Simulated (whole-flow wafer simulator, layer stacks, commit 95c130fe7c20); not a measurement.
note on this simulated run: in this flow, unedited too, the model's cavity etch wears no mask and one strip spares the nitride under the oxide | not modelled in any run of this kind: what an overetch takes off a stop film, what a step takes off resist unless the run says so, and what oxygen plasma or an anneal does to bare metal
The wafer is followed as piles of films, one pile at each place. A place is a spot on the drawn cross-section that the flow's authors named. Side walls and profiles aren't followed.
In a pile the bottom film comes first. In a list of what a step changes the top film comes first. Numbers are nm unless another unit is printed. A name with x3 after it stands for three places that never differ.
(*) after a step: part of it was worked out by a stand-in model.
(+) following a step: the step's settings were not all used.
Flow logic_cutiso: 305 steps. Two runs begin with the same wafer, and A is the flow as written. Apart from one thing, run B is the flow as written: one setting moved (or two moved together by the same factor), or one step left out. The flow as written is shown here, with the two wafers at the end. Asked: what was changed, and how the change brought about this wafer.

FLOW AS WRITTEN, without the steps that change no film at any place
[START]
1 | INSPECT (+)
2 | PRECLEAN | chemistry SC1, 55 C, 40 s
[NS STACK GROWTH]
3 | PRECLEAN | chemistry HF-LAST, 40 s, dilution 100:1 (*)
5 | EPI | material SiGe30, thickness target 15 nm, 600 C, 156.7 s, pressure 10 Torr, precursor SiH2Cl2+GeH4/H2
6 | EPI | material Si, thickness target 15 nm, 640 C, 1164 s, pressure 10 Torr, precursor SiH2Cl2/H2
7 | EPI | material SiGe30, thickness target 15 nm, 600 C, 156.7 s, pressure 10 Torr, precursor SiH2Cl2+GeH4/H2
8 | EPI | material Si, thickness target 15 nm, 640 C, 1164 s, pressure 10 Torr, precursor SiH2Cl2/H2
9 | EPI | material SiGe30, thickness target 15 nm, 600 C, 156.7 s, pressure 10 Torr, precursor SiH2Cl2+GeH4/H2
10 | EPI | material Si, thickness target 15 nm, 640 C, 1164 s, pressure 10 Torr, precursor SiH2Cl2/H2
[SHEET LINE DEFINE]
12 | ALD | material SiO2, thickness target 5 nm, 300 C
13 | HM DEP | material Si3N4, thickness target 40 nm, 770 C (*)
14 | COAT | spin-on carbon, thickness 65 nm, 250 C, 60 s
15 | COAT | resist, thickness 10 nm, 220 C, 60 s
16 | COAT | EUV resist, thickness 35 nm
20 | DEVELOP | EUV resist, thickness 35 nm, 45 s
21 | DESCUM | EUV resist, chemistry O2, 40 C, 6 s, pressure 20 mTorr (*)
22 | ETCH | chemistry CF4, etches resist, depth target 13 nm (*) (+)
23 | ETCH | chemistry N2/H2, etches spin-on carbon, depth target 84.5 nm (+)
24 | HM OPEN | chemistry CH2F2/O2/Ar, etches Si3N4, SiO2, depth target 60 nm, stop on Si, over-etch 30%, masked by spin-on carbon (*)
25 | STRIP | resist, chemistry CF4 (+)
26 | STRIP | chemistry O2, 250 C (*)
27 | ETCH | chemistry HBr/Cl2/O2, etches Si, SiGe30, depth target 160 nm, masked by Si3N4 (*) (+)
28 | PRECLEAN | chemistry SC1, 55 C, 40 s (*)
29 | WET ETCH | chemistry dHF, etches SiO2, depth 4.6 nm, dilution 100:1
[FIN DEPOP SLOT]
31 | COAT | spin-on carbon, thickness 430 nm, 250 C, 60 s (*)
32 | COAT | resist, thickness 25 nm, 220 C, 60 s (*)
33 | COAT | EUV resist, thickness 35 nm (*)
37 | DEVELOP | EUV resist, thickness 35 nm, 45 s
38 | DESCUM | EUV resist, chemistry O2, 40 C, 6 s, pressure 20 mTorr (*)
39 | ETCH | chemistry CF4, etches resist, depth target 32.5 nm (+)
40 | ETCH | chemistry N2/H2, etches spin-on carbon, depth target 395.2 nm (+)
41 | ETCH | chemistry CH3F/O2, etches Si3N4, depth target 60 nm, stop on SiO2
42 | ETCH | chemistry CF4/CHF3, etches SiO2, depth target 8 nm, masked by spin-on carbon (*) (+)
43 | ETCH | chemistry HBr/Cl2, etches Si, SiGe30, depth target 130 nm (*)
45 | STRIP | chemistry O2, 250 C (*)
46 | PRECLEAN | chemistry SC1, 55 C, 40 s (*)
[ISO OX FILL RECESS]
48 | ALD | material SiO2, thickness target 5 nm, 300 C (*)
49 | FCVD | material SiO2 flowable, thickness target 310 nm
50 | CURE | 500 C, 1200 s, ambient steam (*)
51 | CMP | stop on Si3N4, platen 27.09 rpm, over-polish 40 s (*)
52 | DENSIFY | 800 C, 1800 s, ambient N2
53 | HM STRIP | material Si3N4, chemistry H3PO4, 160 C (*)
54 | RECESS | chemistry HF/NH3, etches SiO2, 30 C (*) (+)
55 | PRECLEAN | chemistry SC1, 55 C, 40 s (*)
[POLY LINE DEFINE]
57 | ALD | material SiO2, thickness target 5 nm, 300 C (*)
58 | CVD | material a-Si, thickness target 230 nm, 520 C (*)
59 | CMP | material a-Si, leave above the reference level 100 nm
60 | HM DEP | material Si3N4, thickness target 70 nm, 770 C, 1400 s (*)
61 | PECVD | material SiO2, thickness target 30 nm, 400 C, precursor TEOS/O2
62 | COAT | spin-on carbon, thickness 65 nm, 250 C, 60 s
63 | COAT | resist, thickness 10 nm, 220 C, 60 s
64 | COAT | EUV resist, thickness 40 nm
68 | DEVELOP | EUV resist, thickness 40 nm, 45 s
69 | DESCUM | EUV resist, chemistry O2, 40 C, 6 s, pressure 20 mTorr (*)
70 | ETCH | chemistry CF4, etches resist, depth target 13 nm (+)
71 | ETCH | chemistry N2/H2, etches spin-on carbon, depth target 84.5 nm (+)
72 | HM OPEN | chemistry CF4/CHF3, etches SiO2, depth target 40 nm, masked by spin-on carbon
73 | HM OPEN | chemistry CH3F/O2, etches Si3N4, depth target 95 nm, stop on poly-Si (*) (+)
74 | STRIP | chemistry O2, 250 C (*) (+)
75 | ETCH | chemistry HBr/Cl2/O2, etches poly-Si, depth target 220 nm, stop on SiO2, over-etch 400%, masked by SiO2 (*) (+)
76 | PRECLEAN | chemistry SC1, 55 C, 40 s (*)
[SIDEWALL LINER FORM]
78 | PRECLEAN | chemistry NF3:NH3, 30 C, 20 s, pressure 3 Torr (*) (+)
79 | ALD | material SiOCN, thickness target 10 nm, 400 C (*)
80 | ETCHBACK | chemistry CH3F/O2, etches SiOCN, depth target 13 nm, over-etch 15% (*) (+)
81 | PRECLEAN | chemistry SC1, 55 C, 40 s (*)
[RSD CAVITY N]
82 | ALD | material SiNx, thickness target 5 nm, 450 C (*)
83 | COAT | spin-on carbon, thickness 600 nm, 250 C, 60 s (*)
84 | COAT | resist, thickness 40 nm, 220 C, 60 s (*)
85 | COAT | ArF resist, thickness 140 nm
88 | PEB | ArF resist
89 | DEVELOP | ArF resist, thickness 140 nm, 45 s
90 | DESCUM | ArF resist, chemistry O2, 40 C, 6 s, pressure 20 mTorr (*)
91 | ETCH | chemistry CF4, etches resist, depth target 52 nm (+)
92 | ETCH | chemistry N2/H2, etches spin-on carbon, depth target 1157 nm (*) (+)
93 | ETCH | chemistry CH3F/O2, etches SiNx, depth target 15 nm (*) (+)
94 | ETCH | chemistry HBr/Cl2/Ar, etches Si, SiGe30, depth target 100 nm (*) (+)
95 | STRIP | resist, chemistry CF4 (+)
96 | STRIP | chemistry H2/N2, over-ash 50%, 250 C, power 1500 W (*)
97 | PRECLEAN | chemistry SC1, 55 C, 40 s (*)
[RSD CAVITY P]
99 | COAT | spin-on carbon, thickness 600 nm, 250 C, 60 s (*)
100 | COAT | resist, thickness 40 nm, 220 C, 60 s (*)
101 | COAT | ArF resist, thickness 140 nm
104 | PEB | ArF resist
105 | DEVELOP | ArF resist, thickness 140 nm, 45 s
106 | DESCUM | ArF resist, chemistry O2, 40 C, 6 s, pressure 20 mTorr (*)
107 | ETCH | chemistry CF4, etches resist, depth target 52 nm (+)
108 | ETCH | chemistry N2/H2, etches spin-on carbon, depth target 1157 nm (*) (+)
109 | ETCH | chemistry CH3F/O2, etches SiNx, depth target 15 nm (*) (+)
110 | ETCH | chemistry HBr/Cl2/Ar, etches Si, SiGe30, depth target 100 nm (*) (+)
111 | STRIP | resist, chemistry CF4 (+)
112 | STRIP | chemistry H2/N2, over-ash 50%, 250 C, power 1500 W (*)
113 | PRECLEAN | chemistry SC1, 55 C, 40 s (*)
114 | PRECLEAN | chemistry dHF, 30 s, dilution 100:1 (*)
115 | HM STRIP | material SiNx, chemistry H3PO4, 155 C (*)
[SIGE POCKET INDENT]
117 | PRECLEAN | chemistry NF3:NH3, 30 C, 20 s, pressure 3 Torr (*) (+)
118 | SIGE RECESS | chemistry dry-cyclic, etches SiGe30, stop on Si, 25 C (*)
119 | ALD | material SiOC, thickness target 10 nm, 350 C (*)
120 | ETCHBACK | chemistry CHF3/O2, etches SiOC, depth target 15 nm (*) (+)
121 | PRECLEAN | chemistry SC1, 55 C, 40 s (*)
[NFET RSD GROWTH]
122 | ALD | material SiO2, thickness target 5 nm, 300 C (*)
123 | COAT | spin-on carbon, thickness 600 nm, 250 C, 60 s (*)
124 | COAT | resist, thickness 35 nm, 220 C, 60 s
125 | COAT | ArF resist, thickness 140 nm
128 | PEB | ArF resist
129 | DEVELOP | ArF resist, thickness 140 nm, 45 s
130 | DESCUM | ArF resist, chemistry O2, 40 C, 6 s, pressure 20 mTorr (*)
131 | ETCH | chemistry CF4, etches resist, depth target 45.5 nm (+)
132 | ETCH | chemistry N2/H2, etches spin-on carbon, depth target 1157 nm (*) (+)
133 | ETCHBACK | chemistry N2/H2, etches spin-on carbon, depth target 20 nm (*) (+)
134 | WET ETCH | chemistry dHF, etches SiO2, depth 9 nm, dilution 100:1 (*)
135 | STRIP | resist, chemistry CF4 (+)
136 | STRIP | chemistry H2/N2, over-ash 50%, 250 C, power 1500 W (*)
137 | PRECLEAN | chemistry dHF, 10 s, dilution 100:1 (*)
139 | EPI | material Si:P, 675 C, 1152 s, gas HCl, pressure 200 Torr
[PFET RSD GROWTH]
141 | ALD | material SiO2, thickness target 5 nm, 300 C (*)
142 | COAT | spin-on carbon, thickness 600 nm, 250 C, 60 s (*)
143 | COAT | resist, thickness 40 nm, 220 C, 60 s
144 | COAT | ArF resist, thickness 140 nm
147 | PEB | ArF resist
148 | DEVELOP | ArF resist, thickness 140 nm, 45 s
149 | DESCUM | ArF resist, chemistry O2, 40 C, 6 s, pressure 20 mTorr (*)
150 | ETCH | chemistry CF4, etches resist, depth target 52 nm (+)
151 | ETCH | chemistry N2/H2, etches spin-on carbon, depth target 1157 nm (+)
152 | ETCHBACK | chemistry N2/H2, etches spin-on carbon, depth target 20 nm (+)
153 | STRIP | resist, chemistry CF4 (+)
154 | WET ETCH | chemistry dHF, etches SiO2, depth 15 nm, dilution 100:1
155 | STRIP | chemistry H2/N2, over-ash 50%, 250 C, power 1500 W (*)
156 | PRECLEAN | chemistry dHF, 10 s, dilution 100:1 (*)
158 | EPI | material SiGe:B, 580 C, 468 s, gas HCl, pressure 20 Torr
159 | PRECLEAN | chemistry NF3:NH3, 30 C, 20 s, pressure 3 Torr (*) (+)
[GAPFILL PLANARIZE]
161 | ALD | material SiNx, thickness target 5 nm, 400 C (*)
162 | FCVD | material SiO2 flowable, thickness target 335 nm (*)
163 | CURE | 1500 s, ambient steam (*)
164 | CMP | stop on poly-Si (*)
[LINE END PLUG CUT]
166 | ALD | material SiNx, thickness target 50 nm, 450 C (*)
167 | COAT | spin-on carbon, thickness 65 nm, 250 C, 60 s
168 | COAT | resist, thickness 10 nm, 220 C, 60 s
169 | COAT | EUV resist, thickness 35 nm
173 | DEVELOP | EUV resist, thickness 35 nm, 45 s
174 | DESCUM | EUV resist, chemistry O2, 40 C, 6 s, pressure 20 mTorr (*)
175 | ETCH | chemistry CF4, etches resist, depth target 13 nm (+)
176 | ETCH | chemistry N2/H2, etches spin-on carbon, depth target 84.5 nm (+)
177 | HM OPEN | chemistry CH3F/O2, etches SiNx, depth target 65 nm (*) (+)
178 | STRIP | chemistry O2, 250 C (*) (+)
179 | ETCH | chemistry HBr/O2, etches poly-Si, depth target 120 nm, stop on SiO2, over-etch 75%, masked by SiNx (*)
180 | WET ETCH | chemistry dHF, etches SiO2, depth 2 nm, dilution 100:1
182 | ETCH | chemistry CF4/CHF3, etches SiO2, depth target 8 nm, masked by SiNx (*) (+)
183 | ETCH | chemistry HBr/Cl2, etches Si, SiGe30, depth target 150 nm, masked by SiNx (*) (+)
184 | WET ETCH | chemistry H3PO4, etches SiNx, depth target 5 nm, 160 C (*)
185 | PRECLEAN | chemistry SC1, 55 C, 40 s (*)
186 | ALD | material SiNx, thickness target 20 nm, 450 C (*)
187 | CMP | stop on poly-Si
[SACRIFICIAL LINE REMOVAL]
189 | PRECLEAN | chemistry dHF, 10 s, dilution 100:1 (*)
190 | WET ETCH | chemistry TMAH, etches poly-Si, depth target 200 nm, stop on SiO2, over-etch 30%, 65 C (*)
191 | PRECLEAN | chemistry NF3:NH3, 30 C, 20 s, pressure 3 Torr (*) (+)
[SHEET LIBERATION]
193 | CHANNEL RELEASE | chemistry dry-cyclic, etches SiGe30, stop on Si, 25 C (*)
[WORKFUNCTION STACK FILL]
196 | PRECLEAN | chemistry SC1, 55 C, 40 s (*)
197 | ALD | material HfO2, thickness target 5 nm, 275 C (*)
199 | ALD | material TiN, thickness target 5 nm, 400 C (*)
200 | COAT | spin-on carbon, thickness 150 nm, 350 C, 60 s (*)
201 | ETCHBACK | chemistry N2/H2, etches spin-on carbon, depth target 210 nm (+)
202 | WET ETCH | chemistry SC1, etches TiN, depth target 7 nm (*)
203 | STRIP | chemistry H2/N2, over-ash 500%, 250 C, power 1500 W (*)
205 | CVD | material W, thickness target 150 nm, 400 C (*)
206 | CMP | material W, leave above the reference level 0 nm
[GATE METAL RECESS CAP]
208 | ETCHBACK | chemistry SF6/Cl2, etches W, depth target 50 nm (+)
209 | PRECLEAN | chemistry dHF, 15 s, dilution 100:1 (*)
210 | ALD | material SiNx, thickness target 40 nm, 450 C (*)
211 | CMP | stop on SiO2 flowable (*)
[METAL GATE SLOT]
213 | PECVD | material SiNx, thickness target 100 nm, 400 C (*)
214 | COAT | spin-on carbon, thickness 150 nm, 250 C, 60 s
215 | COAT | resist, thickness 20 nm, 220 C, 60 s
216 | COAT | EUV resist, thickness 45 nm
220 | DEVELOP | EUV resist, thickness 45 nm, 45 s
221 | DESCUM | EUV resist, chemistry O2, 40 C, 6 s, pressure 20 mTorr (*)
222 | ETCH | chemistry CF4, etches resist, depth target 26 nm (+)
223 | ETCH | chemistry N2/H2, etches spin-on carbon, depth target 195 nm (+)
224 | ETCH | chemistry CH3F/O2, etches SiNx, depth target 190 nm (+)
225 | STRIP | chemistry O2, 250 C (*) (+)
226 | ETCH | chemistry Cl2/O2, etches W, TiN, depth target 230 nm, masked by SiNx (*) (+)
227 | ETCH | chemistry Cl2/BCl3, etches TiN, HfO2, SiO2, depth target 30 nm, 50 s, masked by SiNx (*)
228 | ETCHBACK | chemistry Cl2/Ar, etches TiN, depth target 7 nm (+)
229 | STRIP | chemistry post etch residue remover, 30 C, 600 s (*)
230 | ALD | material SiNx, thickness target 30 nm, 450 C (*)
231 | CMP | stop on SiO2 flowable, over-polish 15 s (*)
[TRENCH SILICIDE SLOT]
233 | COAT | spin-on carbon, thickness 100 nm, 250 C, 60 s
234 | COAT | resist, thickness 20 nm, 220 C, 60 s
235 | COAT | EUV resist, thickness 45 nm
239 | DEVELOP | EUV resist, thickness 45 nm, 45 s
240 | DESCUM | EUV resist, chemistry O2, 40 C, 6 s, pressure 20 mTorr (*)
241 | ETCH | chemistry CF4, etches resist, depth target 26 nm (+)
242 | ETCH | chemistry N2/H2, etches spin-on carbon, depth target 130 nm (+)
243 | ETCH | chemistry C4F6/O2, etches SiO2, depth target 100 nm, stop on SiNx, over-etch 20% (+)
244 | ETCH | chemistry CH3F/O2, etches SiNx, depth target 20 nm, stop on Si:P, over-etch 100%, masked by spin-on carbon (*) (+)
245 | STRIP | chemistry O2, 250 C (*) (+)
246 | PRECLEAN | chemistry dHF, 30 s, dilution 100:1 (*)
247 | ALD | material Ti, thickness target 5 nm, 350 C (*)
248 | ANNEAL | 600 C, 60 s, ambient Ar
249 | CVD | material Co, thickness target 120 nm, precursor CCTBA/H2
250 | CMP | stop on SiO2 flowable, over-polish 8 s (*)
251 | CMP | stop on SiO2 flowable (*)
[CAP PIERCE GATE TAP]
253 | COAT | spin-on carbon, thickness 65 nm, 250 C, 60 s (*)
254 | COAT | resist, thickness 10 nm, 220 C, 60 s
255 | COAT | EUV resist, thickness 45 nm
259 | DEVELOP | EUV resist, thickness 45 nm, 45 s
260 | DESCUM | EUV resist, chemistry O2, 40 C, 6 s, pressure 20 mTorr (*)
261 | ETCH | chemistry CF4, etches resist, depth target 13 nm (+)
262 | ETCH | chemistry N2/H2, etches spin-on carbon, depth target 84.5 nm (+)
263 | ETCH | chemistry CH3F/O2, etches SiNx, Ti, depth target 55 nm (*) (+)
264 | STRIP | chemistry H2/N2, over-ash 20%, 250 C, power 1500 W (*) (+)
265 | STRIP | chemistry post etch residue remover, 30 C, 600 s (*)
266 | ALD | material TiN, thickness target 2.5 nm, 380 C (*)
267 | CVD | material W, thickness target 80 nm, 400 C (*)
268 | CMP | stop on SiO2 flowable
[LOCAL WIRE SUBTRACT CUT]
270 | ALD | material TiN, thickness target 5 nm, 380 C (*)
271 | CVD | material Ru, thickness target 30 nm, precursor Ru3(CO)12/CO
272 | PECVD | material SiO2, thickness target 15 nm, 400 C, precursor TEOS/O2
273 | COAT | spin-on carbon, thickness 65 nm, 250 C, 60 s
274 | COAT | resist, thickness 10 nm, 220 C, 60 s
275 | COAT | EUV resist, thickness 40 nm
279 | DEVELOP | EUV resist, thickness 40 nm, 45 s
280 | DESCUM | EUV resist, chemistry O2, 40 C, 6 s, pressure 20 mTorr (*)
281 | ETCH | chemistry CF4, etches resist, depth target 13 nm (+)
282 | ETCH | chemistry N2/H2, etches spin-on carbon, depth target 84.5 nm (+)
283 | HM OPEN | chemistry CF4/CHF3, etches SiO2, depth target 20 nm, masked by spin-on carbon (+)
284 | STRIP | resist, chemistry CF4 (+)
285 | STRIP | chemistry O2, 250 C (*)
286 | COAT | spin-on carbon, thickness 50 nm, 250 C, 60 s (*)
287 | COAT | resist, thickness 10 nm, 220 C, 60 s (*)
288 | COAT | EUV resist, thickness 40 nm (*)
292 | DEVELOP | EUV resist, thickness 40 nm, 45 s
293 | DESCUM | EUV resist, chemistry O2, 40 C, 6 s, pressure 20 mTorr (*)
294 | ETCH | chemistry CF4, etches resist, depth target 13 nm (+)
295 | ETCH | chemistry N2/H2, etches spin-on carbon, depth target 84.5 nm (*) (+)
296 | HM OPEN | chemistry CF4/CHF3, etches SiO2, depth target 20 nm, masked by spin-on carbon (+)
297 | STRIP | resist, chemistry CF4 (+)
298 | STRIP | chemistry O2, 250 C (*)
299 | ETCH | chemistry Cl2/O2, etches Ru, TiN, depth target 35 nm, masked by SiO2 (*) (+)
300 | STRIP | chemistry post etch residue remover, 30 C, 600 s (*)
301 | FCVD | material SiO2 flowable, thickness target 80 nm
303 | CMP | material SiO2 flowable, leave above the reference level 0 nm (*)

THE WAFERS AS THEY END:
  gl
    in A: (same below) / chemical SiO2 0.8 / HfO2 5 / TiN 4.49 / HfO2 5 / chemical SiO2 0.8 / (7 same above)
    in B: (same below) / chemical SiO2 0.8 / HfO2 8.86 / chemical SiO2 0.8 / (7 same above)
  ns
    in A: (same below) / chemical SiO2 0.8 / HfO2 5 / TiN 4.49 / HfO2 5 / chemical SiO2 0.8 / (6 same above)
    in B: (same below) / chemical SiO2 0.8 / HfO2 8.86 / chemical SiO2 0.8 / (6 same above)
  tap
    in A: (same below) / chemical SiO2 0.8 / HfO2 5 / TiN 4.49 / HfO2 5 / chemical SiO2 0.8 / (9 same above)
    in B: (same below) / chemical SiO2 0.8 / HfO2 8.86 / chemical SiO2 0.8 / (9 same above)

The reason: step 9, EPI: 97.9 s was run, while the flow as written has 156.7 s.

How this came from the change, step by step:
  9 | EPI | material SiGe30, thickness target 15 nm, 600 C, 156.7 s, pressure 10 Torr, precursor SiH2Cl2+GeH4/H2
      depop, dpovl, gfld and 19 more: A +15 SiGe30 (new film) | B +9.37 SiGe30 (new film)
  27 | ETCH | chemistry HBr/Cl2/O2, etches Si, SiGe30, depth target 160 nm, masked by Si3N4 (*) (+)
      gfld, gxf, iso, lnri: A -0.79 chemical SiO2 (all of it), -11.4 Si (all of it), -15 SiGe30 (all of it), -15 Si (all of it), -15 SiGe30 (all of it), -15 Si (all of it), -15 SiGe30 (all of it), -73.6 Si | B -0.79 chemical SiO2 (all of it), -11.4 Si (all of it), -9.37 SiGe30 (all of it), -15 Si (all of it), -15 SiGe30 (all of it), -15 Si (all of it), -15 SiGe30 (all of it), -79.3 Si
      dpovl, nsgap: A -0.79 chemical SiO2 (all of it), -11.8 Si (all of it), -15 SiGe30 (all of it), -15 Si (all of it), -15 SiGe30 (all of it), -15 Si (all of it), -15 SiGe30 (all of it), -73.2 Si | B -0.79 chemical SiO2 (all of it), -11.8 Si (all of it), -9.37 SiGe30 (all of it), -15 Si (all of it), -15 SiGe30 (all of it), -15 Si (all of it), -15 SiGe30 (all of it), -78.9 Si
      (and at 1 other place as well)
  43 | ETCH | chemistry HBr/Cl2, etches Si, SiGe30, depth target 130 nm (*)
      depop: A -14 Si (all of it), -15 SiGe30 (all of it), -15 Si (all of it), -15 SiGe30 (all of it), -15 Si (all of it), -15 SiGe30 (all of it), -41 Si | B -14 Si (all of it), -9.37 SiGe30 (all of it), -15 Si (all of it), -15 SiGe30 (all of it), -15 Si (all of it), -15 SiGe30 (all of it), -46.6 Si
  94 | ETCH | chemistry HBr/Cl2/Ar, etches Si, SiGe30, depth target 100 nm (*) (+)
      rsdn, rsdx: A -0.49 chemical SiO2 (all of it), -12.8 Si (all of it), -15 SiGe30 (all of it), -15 Si (all of it), -15 SiGe30 (all of it), -15 Si (all of it), -15 SiGe30 (all of it), -12.2 Si | B -0.49 chemical SiO2 (all of it), -12.8 Si (all of it), -9.37 SiGe30 (all of it), -15 Si (all of it), -15 SiGe30 (all of it), -15 Si (all of it), -15 SiGe30 (all of it), -17.8 Si
  110 | ETCH | chemistry HBr/Cl2/Ar, etches Si, SiGe30, depth target 100 nm (*) (+)
      rsdp, rsdw: A -0.49 chemical SiO2 (all of it), -12.8 Si (all of it), -15 SiGe30 (all of it), -15 Si (all of it), -15 SiGe30 (all of it), -15 Si (all of it), -15 SiGe30 (all of it), -12.2 Si | B -0.49 chemical SiO2 (all of it), -12.8 Si (all of it), -9.37 SiGe30 (all of it), -15 Si (all of it), -15 SiGe30 (all of it), -15 Si (all of it), -15 SiGe30 (all of it), -17.8 Si
  118 | SIGE RECESS | chemistry dry-cyclic, etches SiGe30, stop on Si, 25 C (*)
      lnr, lnrp, lnrt: A -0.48 SiOCN, -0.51 Si, +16 cavity (new film), -15 SiGe30 (all of it), -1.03 Si, +16 cavity (new film), -15 SiGe30 (all of it), -1.03 Si, +16 cavity (new film), -15 SiGe30 (all of it), -0.51 Si | B -0.48 SiOCN, -0.51 Si, +10.4 cavity (new film), -9.37 SiGe30 (all of it), -1.03 Si, +16 cavity (new film), -15 SiGe30 (all of it), -1.03 Si, +16 cavity (new film), -15 SiGe30 (all of it), -0.51 Si
  119 | ALD | material SiOC, thickness target 10 nm, 350 C (*)
      lnr, lnrp, lnrt: A +10 SiOC (new film), +16 SiOC (new film), -16 cavity (all of it), +16 SiOC (new film), -16 cavity (all of it), +16 SiOC (new film), -16 cavity (all of it) | B +10 SiOC (new film), +10.4 SiOC (new film), -10.4 cavity (all of it), +16 SiOC (new film), -16 cavity (all of it), +16 SiOC (new film), -16 cavity (all of it)
  183 | ETCH | chemistry HBr/Cl2, etches Si, SiGe30, depth target 150 nm, masked by SiNx (*) (+)
      plug: A -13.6 Si (all of it), -15 SiGe30 (all of it), -15 Si (all of it), -15 SiGe30 (all of it), -15 Si (all of it), -15 SiGe30 (all of it), -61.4 Si | B -13.6 Si (all of it), -9.37 SiGe30 (all of it), -15 Si (all of it), -15 SiGe30 (all of it), -15 Si (all of it), -15 SiGe30 (all of it), -67.1 Si
  193 | CHANNEL RELEASE | chemistry dry-cyclic, etches SiGe30, stop on Si, 25 C (*)
      gl, glp, gxn, gxp, ns, tap: A +0.8 chemical SiO2 (new film), -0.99 Si, +0.8 chemical SiO2 (new film), +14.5 cavity (new film), +0.8 chemical SiO2 (new film), -15 SiGe30 (all of it), -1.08 Si, +0.8 chemical SiO2 (new film), +14.5 cavity (new film), +0.8 chemical SiO2 (new film), -15 SiGe30 (all of it), -1.08 Si, +0.8 chemical SiO2 (new film), +14.5 cavity (new film), +0.8 chemical SiO2 (new film), -15 SiGe30 (all of it), -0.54 Si | B +0.8 chemical SiO2 (new film), -0.99 Si, +0.8 chemical SiO2 (new film), +8.86 cavity (new film), +0.8 chemical SiO2 (new film), -9.37 SiGe30 (all of it), -1.08 Si, +0.8 chemical SiO2 (new film), +14.5 cavity (new film), +0.8 chemical SiO2 (new film), -15 SiGe30 (all of it), -1.08 Si, +0.8 chemical SiO2 (new film), +14.5 cavity (new film), +0.8 chemical SiO2 (new film), -15 SiGe30 (all of it), -0.54 Si
  197 | ALD | material HfO2, thickness target 5 nm, 275 C (*)
      gl, glp, gxn, gxp, ns, tap: A +5 HfO2 (new film), +5 HfO2 (new film), -10 cavity, +5 HfO2 (new film), +5 HfO2 (new film), -10 cavity, +5 HfO2 (new film), +5 HfO2 (new film), -10 cavity, +5 HfO2 (new film) | B +5 HfO2 (new film), +8.86 HfO2 (new film), -8.86 cavity (all of it), +5 HfO2 (new film), -10 cavity, +5 HfO2 (new film), +5 HfO2 (new film), -10 cavity, +5 HfO2 (new film)
  199 | ALD | material TiN, thickness target 5 nm, 400 C (*)
      gl, glp, tap: A +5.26 TiN (new film), +4.49 TiN (new film), -4.49 cavity (all of it), +4.49 TiN (new film), -4.49 cavity (all of it), +4.49 TiN (new film), -4.49 cavity (all of it) | B +5.26 TiN (new film), +4.49 TiN (new film), -4.49 cavity (all of it), +4.49 TiN (new film), -4.49 cavity (all of it)
      gxn, gxp, ns: A +5 TiN (new film), +4.49 TiN (new film), -4.49 cavity (all of it), +4.49 TiN (new film), -4.49 cavity (all of it), +4.49 TiN (new film), -4.49 cavity (all of it) | B +5 TiN (new film), +4.49 TiN (new film), -4.49 cavity (all of it), +4.49 TiN (new film), -4.49 cavity (all of it)
With metal films that touch counted as one body, gl has 3 bodies (between them, from the top down: HfO2 5 / chemical SiO2 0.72 / Si 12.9 / chemical SiO2 0.8 / HfO2 8.86 / chemical SiO2 0.8 / Si 13.9 / chemical SiO2 0.8 / HfO2 5; HfO2 5 / chemical SiO2 0.8 / Si 13.9 / chemical SiO2 0.8 / HfO2 5); the flow as written gives 4 bodies (between them, from the top down: HfO2 5 / chemical SiO2 0.72 / Si 12.9 / chemical SiO2 0.8 / HfO2 5; HfO2 5 / chemical SiO2 0.8 / Si 13.9 / chemical SiO2 0.8 / HfO2 5; HfO2 5 / chemical SiO2 0.8 / Si 13.9 / chemical SiO2 0.8 / HfO2 5).
With metal films that touch counted as one body, ns has 3 bodies (between them, from the top down: HfO2 5 / chemical SiO2 0.72 / Si 12.9 / chemical SiO2 0.8 / HfO2 8.86 / chemical SiO2 0.8 / Si 13.9 / chemical SiO2 0.8 / HfO2 5; HfO2 5 / chemical SiO2 0.8 / Si 13.9 / chemical SiO2 0.8 / HfO2 5); the flow as written gives 4 bodies (between them, from the top down: HfO2 5 / chemical SiO2 0.72 / Si 12.9 / chemical SiO2 0.8 / HfO2 5; HfO2 5 / chemical SiO2 0.8 / Si 13.9 / chemical SiO2 0.8 / HfO2 5; HfO2 5 / chemical SiO2 0.8 / Si 13.9 / chemical SiO2 0.8 / HfO2 5).
With metal films that touch counted as one body, tap has 3 bodies (between them, from the top down: HfO2 5 / chemical SiO2 0.72 / Si 12.9 / chemical SiO2 0.8 / HfO2 8.86 / chemical SiO2 0.8 / Si 13.9 / chemical SiO2 0.8 / HfO2 5; HfO2 5 / chemical SiO2 0.8 / Si 13.9 / chemical SiO2 0.8 / HfO2 5); the flow as written gives 4 bodies (between them, from the top down: HfO2 5 / chemical SiO2 0.72 / Si 12.9 / chemical SiO2 0.8 / HfO2 5; HfO2 5 / chemical SiO2 0.8 / Si 13.9 / chemical SiO2 0.8 / HfO2 5; HfO2 5 / chemical SiO2 0.8 / Si 13.9 / chemical SiO2 0.8 / HfO2 5).
